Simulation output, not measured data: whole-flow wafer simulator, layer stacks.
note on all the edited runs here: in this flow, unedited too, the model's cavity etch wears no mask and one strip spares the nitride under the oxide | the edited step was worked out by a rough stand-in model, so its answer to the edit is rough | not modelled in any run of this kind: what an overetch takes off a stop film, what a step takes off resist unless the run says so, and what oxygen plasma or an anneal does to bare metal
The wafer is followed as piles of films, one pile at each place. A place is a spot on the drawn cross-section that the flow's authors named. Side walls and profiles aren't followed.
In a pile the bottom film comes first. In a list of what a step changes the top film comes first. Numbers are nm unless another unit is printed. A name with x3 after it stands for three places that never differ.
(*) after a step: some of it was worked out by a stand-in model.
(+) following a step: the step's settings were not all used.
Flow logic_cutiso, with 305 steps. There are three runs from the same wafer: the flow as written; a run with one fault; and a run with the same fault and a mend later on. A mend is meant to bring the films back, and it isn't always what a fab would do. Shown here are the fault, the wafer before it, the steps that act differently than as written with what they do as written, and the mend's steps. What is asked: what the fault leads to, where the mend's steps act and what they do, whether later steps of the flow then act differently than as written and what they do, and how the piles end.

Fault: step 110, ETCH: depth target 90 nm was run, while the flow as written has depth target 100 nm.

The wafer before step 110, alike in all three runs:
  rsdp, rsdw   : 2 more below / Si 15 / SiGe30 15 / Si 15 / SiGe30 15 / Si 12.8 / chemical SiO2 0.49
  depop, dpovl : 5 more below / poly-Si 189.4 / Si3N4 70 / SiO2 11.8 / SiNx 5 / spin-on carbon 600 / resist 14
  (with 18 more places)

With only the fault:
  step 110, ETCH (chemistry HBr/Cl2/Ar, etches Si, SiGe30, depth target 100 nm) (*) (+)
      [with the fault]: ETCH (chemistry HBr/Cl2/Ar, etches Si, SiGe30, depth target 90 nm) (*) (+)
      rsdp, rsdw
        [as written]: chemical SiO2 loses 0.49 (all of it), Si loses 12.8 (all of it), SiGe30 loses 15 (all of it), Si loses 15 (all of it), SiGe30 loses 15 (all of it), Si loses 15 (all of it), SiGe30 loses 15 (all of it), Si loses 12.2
        [with the fault]: chemical SiO2 loses 0.49 (all of it), Si loses 12.8 (all of it), SiGe30 loses 15 (all of it), Si loses 15 (all of it), SiGe30 loses 15 (all of it), Si loses 15 (all of it), SiGe30 loses 15 (all of it), Si loses 2.16
  Later steps of the flow acting differently than as written (12 other steps are not shown; they differ only slightly, by no more than 2% or 0.5 nm, whichever is larger):
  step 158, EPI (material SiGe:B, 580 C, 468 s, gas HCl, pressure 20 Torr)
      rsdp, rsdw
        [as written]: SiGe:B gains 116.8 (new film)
        [with the fault]: SiGe:B gains 106.8 (new film)
  The piles end different from the flow's at rsdp, rsdw by more than 2% or 0.5 nm, whichever is larger.
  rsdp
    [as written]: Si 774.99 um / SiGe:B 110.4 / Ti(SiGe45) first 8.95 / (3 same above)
    [with the fault]: Si 775 um / SiGe:B 100.4 / Ti(SiGe45) first 8.95 / (3 same above)
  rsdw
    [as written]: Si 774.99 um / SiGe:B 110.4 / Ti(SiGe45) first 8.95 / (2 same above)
    [with the fault]: Si 775 um / SiGe:B 100.4 / Ti(SiGe45) first 8.95 / (2 same above)

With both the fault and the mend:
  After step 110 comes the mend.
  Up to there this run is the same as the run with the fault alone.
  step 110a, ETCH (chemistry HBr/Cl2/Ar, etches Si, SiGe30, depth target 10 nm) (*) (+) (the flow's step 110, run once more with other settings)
      rsdp, rsdw
        Si loses 10
  Every later step of the flow that is run acts as written at every place that is followed.
  The piles end the same as the flow's at every place that both follow.
